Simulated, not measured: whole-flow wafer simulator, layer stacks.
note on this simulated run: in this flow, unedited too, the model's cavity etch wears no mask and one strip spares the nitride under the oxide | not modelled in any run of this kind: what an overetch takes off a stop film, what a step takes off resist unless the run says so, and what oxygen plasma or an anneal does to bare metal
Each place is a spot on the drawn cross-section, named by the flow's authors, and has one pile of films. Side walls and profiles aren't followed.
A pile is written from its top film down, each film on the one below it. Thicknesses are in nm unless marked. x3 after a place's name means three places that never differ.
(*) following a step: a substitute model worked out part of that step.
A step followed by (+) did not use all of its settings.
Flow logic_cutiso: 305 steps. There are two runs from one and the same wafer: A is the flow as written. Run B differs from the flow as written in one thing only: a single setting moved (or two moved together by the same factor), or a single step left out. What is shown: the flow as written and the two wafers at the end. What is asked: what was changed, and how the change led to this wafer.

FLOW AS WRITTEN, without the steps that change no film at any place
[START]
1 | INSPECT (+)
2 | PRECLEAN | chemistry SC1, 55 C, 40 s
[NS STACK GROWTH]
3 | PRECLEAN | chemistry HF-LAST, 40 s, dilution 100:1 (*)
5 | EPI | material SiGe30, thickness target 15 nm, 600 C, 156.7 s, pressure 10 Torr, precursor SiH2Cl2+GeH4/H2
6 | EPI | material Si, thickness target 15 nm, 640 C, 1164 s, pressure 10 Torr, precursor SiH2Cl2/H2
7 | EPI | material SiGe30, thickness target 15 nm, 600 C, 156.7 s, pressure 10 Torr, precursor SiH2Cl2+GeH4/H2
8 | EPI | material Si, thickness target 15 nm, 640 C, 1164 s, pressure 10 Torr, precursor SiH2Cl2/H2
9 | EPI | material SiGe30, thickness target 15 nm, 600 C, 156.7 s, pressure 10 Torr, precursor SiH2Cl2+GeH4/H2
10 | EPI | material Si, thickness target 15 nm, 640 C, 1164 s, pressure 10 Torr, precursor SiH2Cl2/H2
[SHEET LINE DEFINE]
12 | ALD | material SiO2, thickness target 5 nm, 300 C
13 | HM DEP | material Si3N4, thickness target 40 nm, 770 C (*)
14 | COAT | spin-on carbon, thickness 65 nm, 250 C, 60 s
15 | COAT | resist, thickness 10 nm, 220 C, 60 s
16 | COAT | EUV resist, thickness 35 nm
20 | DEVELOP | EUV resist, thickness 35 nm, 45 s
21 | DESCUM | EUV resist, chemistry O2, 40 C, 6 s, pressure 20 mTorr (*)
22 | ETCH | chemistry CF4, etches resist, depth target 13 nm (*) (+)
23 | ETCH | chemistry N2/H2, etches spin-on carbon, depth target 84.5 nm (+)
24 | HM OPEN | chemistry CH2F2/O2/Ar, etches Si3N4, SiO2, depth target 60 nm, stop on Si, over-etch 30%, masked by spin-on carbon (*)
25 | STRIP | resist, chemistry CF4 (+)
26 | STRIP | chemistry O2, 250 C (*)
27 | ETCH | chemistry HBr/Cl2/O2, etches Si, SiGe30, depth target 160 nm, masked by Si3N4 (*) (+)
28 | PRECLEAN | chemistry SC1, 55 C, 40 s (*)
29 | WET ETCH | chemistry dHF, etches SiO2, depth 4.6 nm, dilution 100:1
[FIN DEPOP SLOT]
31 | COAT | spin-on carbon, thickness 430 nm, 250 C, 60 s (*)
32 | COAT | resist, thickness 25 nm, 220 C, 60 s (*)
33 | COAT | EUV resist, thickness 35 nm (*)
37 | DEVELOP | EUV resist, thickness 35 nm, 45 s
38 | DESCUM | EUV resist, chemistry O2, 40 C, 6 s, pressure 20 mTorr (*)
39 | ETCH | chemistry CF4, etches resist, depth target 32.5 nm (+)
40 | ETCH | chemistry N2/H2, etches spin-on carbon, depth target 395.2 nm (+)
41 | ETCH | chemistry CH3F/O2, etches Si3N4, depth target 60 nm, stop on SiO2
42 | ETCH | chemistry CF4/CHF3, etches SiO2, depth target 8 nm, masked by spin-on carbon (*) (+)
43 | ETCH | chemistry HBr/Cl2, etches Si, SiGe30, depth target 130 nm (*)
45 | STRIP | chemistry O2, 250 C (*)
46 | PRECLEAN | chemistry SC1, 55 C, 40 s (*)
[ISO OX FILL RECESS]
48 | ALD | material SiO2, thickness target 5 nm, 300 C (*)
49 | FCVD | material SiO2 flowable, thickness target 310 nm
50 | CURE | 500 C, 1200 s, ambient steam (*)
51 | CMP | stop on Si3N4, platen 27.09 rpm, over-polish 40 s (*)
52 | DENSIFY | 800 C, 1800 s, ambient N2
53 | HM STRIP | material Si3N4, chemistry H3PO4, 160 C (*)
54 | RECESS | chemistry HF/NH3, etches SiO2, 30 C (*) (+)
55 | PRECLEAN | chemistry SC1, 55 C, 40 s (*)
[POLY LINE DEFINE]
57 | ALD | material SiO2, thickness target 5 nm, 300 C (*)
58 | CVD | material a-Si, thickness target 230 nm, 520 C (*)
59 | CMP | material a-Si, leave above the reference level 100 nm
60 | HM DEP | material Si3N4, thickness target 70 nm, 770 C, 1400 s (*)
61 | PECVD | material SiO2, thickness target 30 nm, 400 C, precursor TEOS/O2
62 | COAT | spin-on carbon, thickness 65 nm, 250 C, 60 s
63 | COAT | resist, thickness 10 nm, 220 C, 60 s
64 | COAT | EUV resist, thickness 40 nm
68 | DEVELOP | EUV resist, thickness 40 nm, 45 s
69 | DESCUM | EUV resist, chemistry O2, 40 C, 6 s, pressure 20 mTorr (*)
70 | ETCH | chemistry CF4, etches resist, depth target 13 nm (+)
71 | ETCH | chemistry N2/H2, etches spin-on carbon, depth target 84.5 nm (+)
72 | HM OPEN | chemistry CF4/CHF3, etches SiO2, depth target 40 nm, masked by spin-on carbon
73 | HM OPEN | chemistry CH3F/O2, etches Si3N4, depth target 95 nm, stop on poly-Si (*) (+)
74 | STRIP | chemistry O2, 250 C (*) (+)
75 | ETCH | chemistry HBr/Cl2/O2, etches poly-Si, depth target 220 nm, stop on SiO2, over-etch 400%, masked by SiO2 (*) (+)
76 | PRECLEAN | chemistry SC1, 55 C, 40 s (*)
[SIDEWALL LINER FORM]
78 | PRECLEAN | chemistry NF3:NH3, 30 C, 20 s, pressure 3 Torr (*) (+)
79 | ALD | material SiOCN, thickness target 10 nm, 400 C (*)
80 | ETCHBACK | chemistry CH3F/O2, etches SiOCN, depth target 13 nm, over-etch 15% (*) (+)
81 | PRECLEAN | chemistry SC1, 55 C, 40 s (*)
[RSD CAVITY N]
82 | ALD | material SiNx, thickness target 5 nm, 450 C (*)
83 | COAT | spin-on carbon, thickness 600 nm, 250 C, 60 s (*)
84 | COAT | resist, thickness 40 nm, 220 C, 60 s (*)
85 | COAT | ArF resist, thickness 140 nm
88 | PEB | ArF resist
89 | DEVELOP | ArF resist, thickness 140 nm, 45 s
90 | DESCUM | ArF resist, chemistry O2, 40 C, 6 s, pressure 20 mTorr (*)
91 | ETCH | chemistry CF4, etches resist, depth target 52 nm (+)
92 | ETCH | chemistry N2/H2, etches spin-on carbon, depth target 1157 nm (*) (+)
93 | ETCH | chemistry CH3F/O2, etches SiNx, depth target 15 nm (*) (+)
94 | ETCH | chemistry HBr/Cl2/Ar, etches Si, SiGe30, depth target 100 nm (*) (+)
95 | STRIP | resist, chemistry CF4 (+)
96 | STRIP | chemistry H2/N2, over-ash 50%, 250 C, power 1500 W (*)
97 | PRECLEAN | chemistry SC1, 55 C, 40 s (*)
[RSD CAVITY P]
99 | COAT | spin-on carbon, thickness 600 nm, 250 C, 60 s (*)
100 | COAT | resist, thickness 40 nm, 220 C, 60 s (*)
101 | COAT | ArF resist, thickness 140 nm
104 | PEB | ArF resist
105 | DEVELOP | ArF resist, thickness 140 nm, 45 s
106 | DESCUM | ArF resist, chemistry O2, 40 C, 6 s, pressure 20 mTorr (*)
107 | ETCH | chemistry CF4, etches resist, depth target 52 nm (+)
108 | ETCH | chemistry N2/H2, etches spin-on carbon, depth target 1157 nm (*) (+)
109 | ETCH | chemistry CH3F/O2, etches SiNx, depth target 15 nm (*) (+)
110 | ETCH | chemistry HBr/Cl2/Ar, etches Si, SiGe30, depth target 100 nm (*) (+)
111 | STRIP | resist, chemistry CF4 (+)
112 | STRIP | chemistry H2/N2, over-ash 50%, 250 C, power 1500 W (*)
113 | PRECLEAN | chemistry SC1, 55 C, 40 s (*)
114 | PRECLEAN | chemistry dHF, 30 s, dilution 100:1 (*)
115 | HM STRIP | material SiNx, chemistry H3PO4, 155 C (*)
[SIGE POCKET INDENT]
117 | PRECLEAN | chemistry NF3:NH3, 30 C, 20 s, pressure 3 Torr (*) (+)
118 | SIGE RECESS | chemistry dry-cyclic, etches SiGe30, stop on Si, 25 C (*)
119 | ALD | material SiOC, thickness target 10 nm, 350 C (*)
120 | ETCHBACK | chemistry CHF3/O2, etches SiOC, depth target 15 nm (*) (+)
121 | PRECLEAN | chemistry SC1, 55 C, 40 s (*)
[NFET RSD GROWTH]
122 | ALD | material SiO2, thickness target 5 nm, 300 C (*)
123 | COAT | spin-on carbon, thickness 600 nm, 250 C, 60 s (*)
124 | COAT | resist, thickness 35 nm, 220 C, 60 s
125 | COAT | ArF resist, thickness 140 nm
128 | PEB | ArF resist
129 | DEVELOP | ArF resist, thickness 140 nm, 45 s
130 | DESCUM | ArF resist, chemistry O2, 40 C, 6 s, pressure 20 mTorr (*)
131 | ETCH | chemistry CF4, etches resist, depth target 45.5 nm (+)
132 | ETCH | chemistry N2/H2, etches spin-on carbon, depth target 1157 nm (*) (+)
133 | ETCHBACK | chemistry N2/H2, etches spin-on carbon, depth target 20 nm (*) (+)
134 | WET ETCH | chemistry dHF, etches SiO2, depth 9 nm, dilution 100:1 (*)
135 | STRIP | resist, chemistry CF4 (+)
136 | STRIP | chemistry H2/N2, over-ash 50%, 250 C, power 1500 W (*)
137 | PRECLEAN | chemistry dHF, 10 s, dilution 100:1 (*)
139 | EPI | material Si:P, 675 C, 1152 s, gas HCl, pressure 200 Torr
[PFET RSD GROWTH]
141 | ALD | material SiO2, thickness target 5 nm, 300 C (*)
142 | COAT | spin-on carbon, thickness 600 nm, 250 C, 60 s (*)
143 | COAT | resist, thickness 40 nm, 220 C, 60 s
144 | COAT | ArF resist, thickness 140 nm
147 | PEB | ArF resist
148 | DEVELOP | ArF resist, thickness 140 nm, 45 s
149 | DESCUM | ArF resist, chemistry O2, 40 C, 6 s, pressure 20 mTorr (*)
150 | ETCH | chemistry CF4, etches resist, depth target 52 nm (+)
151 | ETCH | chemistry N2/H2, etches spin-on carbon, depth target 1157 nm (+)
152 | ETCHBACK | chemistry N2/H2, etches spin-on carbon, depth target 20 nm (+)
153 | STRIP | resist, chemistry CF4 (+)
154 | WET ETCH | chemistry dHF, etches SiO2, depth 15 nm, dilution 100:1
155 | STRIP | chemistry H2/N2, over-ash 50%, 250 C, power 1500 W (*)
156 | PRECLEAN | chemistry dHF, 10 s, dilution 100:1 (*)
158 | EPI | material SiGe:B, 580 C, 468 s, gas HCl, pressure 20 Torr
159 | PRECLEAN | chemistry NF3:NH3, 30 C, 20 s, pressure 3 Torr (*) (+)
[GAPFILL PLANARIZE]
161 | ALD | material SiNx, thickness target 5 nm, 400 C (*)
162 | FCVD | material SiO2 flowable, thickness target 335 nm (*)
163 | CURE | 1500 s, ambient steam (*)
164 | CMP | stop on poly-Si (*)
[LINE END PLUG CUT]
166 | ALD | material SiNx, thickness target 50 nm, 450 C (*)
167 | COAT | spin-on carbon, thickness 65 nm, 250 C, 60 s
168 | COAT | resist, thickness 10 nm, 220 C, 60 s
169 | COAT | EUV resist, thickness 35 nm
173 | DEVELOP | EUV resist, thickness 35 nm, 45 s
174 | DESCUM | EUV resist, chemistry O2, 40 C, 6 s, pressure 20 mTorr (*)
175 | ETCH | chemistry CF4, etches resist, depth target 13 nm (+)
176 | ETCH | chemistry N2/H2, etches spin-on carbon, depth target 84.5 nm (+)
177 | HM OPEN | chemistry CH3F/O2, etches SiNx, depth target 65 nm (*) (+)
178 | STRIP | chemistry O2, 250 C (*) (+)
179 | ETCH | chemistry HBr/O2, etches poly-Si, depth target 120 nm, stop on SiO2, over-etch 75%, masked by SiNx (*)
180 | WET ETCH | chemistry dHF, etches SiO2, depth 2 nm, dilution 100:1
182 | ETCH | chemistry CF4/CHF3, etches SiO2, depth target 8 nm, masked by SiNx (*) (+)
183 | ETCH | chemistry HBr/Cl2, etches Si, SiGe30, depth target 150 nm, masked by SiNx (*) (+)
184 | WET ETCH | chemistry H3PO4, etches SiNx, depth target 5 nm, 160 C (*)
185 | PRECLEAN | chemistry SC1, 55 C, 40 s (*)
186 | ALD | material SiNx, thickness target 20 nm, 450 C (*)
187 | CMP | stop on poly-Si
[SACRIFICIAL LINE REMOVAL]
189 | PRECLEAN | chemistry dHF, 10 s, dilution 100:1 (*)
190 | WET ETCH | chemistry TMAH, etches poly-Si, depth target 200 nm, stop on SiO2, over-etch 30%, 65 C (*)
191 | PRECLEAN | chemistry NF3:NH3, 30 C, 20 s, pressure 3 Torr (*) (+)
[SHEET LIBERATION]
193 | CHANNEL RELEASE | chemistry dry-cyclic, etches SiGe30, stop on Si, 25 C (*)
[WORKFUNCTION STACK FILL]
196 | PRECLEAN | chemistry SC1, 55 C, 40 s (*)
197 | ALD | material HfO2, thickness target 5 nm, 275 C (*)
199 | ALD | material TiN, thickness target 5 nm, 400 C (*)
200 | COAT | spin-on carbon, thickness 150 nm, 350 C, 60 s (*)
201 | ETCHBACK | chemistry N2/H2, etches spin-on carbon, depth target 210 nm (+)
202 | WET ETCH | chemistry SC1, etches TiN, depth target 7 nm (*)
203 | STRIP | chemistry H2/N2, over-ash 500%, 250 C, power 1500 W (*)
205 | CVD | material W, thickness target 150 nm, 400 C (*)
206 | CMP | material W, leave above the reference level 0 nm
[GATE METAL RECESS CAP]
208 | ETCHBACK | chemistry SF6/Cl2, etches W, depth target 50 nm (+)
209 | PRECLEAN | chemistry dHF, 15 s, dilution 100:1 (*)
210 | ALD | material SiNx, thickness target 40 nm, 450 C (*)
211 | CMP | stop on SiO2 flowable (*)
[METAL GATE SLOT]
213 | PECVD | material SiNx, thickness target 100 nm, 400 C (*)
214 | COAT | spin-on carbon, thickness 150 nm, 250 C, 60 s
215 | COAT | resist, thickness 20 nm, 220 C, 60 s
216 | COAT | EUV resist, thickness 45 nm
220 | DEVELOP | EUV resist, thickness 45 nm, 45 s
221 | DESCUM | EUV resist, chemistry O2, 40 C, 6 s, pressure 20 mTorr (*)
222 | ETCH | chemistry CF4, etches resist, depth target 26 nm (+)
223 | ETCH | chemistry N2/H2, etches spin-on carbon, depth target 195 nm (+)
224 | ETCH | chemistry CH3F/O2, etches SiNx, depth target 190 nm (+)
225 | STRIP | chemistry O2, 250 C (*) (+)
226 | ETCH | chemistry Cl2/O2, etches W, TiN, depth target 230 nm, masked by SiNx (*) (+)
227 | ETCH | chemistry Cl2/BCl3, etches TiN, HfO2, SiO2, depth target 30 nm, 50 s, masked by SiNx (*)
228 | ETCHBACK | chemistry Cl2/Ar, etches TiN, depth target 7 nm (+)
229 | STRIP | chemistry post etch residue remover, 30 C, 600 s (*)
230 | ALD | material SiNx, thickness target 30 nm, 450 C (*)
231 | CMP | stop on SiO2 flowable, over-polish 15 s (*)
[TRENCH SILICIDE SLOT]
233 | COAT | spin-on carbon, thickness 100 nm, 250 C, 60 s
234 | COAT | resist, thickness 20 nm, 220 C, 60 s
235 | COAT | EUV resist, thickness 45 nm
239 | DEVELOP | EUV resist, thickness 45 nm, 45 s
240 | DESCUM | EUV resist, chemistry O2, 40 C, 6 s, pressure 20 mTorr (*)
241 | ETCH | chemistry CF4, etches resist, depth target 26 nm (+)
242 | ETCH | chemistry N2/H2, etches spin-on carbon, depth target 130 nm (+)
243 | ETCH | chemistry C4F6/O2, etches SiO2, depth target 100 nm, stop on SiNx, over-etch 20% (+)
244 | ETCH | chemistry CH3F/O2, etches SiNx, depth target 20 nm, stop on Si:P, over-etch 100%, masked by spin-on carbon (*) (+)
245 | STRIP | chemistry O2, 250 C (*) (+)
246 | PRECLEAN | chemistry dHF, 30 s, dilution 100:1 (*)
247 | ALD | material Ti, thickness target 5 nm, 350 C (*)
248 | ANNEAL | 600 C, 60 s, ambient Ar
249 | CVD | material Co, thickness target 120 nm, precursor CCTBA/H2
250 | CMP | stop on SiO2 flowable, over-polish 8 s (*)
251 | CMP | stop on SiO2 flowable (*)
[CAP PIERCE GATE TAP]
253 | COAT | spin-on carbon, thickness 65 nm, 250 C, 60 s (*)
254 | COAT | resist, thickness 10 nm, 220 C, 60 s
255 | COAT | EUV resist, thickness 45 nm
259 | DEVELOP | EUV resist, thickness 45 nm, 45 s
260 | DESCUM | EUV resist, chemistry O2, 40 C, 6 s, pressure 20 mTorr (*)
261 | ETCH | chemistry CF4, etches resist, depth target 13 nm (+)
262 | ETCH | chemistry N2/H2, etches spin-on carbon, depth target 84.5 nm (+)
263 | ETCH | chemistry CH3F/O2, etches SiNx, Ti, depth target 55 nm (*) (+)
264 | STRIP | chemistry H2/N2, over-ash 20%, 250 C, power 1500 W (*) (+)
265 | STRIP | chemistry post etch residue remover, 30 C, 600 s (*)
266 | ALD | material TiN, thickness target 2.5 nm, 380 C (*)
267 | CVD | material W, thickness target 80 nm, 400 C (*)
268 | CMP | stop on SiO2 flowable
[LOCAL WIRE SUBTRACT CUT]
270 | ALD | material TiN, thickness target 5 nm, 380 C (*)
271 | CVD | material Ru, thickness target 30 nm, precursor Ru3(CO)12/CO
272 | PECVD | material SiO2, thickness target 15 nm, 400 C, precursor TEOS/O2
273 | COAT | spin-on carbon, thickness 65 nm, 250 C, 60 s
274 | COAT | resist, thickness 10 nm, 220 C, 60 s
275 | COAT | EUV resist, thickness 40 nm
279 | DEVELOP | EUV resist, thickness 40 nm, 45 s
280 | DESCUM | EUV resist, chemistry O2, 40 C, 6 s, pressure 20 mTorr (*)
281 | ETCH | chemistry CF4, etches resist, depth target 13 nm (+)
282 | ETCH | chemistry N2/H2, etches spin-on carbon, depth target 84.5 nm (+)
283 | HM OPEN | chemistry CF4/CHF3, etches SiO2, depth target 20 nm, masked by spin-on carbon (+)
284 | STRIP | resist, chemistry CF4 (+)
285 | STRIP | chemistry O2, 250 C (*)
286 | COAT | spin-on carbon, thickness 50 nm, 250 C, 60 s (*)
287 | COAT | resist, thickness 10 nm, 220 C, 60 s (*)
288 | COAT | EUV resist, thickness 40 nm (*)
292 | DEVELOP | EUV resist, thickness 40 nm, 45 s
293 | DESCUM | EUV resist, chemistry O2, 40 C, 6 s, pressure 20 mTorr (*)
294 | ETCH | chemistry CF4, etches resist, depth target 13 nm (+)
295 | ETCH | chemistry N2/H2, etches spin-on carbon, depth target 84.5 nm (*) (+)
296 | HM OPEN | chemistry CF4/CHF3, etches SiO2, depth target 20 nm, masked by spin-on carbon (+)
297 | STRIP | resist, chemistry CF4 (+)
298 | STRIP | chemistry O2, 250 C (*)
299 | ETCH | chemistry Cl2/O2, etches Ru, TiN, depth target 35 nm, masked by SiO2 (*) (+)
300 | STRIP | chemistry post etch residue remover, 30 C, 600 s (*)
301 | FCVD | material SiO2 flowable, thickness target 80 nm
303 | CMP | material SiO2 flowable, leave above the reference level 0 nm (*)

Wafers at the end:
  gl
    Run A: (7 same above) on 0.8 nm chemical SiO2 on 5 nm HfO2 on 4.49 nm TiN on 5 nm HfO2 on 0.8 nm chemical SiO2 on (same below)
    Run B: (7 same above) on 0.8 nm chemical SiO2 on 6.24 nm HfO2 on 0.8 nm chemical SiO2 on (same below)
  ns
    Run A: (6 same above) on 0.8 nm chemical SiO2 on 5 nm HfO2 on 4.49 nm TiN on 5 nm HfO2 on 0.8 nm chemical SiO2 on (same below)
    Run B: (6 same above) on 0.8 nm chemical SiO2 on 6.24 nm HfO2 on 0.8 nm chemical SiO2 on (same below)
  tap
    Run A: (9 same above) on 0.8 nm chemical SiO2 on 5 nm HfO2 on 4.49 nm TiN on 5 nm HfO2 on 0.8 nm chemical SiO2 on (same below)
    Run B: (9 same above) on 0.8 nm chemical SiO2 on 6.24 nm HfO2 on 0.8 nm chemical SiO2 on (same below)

The reason: step 9, EPI: 70.5 s was run, while the flow as written has 156.7 s.

Step by step, how the change led to this:
  9 | EPI | material SiGe30, thickness target 15 nm, 600 C, 156.7 s, pressure 10 Torr, precursor SiH2Cl2+GeH4/H2
      depop, dpovl, gfld and 19 more: A SiGe30 gains 15 (new film) | B SiGe30 gains 6.75 (new film)
  27 | ETCH | chemistry HBr/Cl2/O2, etches Si, SiGe30, depth target 160 nm, masked by Si3N4 (*) (+)
      gfld, gxf, iso, lnri: A chemical SiO2 loses 0.79 (all of it), Si loses 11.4 (all of it), SiGe30 loses 15 (all of it), Si loses 15 (all of it), SiGe30 loses 15 (all of it), Si loses 15 (all of it), SiGe30 loses 15 (all of it), Si loses 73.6 | B chemical SiO2 loses 0.79 (all of it), Si loses 11.4 (all of it), SiGe30 loses 6.75 (all of it), Si loses 15 (all of it), SiGe30 loses 15 (all of it), Si loses 15 (all of it), SiGe30 loses 15 (all of it), Si loses 81.9
      dpovl, nsgap: A chemical SiO2 loses 0.79 (all of it), Si loses 11.8 (all of it), SiGe30 loses 15 (all of it), Si loses 15 (all of it), SiGe30 loses 15 (all of it), Si loses 15 (all of it), SiGe30 loses 15 (all of it), Si loses 73.2 | B chemical SiO2 loses 0.79 (all of it), Si loses 11.8 (all of it), SiGe30 loses 6.75 (all of it), Si loses 15 (all of it), SiGe30 loses 15 (all of it), Si loses 15 (all of it), SiGe30 loses 15 (all of it), Si loses 81.5
      (and at 1 other place as well)
  43 | ETCH | chemistry HBr/Cl2, etches Si, SiGe30, depth target 130 nm (*)
      depop: A Si loses 14 (all of it), SiGe30 loses 15 (all of it), Si loses 15 (all of it), SiGe30 loses 15 (all of it), Si loses 15 (all of it), SiGe30 loses 15 (all of it), Si loses 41 | B Si loses 14 (all of it), SiGe30 loses 6.75 (all of it), Si loses 15 (all of it), SiGe30 loses 15 (all of it), Si loses 15 (all of it), SiGe30 loses 15 (all of it), Si loses 49.2
  94 | ETCH | chemistry HBr/Cl2/Ar, etches Si, SiGe30, depth target 100 nm (*) (+)
      rsdn, rsdx: A chemical SiO2 loses 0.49 (all of it), Si loses 12.8 (all of it), SiGe30 loses 15 (all of it), Si loses 15 (all of it), SiGe30 loses 15 (all of it), Si loses 15 (all of it), SiGe30 loses 15 (all of it), Si loses 12.2 | B chemical SiO2 loses 0.49 (all of it), Si loses 12.8 (all of it), SiGe30 loses 6.75 (all of it), Si loses 15 (all of it), SiGe30 loses 15 (all of it), Si loses 15 (all of it), SiGe30 loses 15 (all of it), Si loses 20.4
  110 | ETCH | chemistry HBr/Cl2/Ar, etches Si, SiGe30, depth target 100 nm (*) (+)
      rsdp, rsdw: A chemical SiO2 loses 0.49 (all of it), Si loses 12.8 (all of it), SiGe30 loses 15 (all of it), Si loses 15 (all of it), SiGe30 loses 15 (all of it), Si loses 15 (all of it), SiGe30 loses 15 (all of it), Si loses 12.2 | B chemical SiO2 loses 0.49 (all of it), Si loses 12.8 (all of it), SiGe30 loses 6.75 (all of it), Si loses 15 (all of it), SiGe30 loses 15 (all of it), Si loses 15 (all of it), SiGe30 loses 15 (all of it), Si loses 20.4
  118 | SIGE RECESS | chemistry dry-cyclic, etches SiGe30, stop on Si, 25 C (*)
      lnr, lnrp, lnrt: A SiOCN loses 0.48, Si loses 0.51, cavity gains 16 (new film), SiGe30 loses 15 (all of it), Si loses 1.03, cavity gains 16 (new film), SiGe30 loses 15 (all of it), Si loses 1.03, cavity gains 16 (new film), SiGe30 loses 15 (all of it), Si loses 0.51 | B SiOCN loses 0.48, Si loses 0.51, cavity gains 7.78 (new film), SiGe30 loses 6.75 (all of it), Si loses 1.03, cavity gains 16 (new film), SiGe30 loses 15 (all of it), Si loses 1.03, cavity gains 16 (new film), SiGe30 loses 15 (all of it), Si loses 0.51
  119 | ALD | material SiOC, thickness target 10 nm, 350 C (*)
      lnr, lnrp, lnrt: A SiOC gains 10 (new film), SiOC gains 16 (new film), cavity loses 16 (all of it), SiOC gains 16 (new film), cavity loses 16 (all of it), SiOC gains 16 (new film), cavity loses 16 (all of it) | B SiOC gains 10 (new film), SiOC gains 7.78 (new film), cavity loses 7.78 (all of it), SiOC gains 16 (new film), cavity loses 16 (all of it), SiOC gains 16 (new film), cavity loses 16 (all of it)
  183 | ETCH | chemistry HBr/Cl2, etches Si, SiGe30, depth target 150 nm, masked by SiNx (*) (+)
      plug: A Si loses 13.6 (all of it), SiGe30 loses 15 (all of it), Si loses 15 (all of it), SiGe30 loses 15 (all of it), Si loses 15 (all of it), SiGe30 loses 15 (all of it), Si loses 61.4 | B Si loses 13.6 (all of it), SiGe30 loses 6.75 (all of it), Si loses 15 (all of it), SiGe30 loses 15 (all of it), Si loses 15 (all of it), SiGe30 loses 15 (all of it), Si loses 69.7
  193 | CHANNEL RELEASE | chemistry dry-cyclic, etches SiGe30, stop on Si, 25 C (*)
      gl, glp, gxn, gxp, ns, tap: A chemical SiO2 gains 0.8 (new film), Si loses 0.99, chemical SiO2 gains 0.8 (new film), cavity gains 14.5 (new film), chemical SiO2 gains 0.8 (new film), SiGe30 loses 15 (all of it), Si loses 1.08, chemical SiO2 gains 0.8 (new film), cavity gains 14.5 (new film), chemical SiO2 gains 0.8 (new film), SiGe30 loses 15 (all of it), Si loses 1.08, chemical SiO2 gains 0.8 (new film), cavity gains 14.5 (new film), chemical SiO2 gains 0.8 (new film), SiGe30 loses 15 (all of it), Si loses 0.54 | B chemical SiO2 gains 0.8 (new film), Si loses 0.99, chemical SiO2 gains 0.8 (new film), cavity gains 6.24 (new film), chemical SiO2 gains 0.8 (new film), SiGe30 loses 6.75 (all of it), Si loses 1.08, chemical SiO2 gains 0.8 (new film), cavity gains 14.5 (new film), chemical SiO2 gains 0.8 (new film), SiGe30 loses 15 (all of it), Si loses 1.08, chemical SiO2 gains 0.8 (new film), cavity gains 14.5 (new film), chemical SiO2 gains 0.8 (new film), SiGe30 loses 15 (all of it), Si loses 0.54
  197 | ALD | material HfO2, thickness target 5 nm, 275 C (*)
      gl, glp, gxn, gxp, ns, tap: A HfO2 gains 5 (new film), HfO2 gains 5 (new film), cavity loses 10, HfO2 gains 5 (new film), HfO2 gains 5 (new film), cavity loses 10, HfO2 gains 5 (new film), HfO2 gains 5 (new film), cavity loses 10, HfO2 gains 5 (new film) | B HfO2 gains 5 (new film), HfO2 gains 6.24 (new film), cavity loses 6.24 (all of it), HfO2 gains 5 (new film), cavity loses 10, HfO2 gains 5 (new film), HfO2 gains 5 (new film), cavity loses 10, HfO2 gains 5 (new film)
  199 | ALD | material TiN, thickness target 5 nm, 400 C (*)
      gl, glp, tap: A TiN gains 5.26 (new film), TiN gains 4.49 (new film), cavity loses 4.49 (all of it), TiN gains 4.49 (new film), cavity loses 4.49 (all of it), TiN gains 4.49 (new film), cavity loses 4.49 (all of it) | B TiN gains 5.26 (new film), TiN gains 4.49 (new film), cavity loses 4.49 (all of it), TiN gains 4.49 (new film), cavity loses 4.49 (all of it)
      gxn, gxp, ns: A TiN gains 5 (new film), TiN gains 4.49 (new film), cavity loses 4.49 (all of it), TiN gains 4.49 (new film), cavity loses 4.49 (all of it), TiN gains 4.49 (new film), cavity loses 4.49 (all of it) | B TiN gains 5 (new film), TiN gains 4.49 (new film), cavity loses 4.49 (all of it), TiN gains 4.49 (new film), cavity loses 4.49 (all of it)
If metal films that touch count as one body, gl has 3 bodies (between them, from the top down: HfO2 5 / chemical SiO2 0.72 / Si 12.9 / chemical SiO2 0.8 / HfO2 6.24 / chemical SiO2 0.8 / Si 13.9 / chemical SiO2 0.8 / HfO2 5; HfO2 5 / chemical SiO2 0.8 / Si 13.9 / chemical SiO2 0.8 / HfO2 5); the flow as written gives 4 bodies (between them, from the top down: HfO2 5 / chemical SiO2 0.72 / Si 12.9 / chemical SiO2 0.8 / HfO2 5; HfO2 5 / chemical SiO2 0.8 / Si 13.9 / chemical SiO2 0.8 / HfO2 5; HfO2 5 / chemical SiO2 0.8 / Si 13.9 / chemical SiO2 0.8 / HfO2 5).
If metal films that touch count as one body, ns has 3 bodies (between them, from the top down: HfO2 5 / chemical SiO2 0.72 / Si 12.9 / chemical SiO2 0.8 / HfO2 6.24 / chemical SiO2 0.8 / Si 13.9 / chemical SiO2 0.8 / HfO2 5; HfO2 5 / chemical SiO2 0.8 / Si 13.9 / chemical SiO2 0.8 / HfO2 5); the flow as written gives 4 bodies (between them, from the top down: HfO2 5 / chemical SiO2 0.72 / Si 12.9 / chemical SiO2 0.8 / HfO2 5; HfO2 5 / chemical SiO2 0.8 / Si 13.9 / chemical SiO2 0.8 / HfO2 5; HfO2 5 / chemical SiO2 0.8 / Si 13.9 / chemical SiO2 0.8 / HfO2 5).
If metal films that touch count as one body, tap has 3 bodies (between them, from the top down: HfO2 5 / chemical SiO2 0.72 / Si 12.9 / chemical SiO2 0.8 / HfO2 6.24 / chemical SiO2 0.8 / Si 13.9 / chemical SiO2 0.8 / HfO2 5; HfO2 5 / chemical SiO2 0.8 / Si 13.9 / chemical SiO2 0.8 / HfO2 5); the flow as written gives 4 bodies (between them, from the top down: HfO2 5 / chemical SiO2 0.72 / Si 12.9 / chemical SiO2 0.8 / HfO2 5; HfO2 5 / chemical SiO2 0.8 / Si 13.9 / chemical SiO2 0.8 / HfO2 5; HfO2 5 / chemical SiO2 0.8 / Si 13.9 / chemical SiO2 0.8 / HfO2 5).
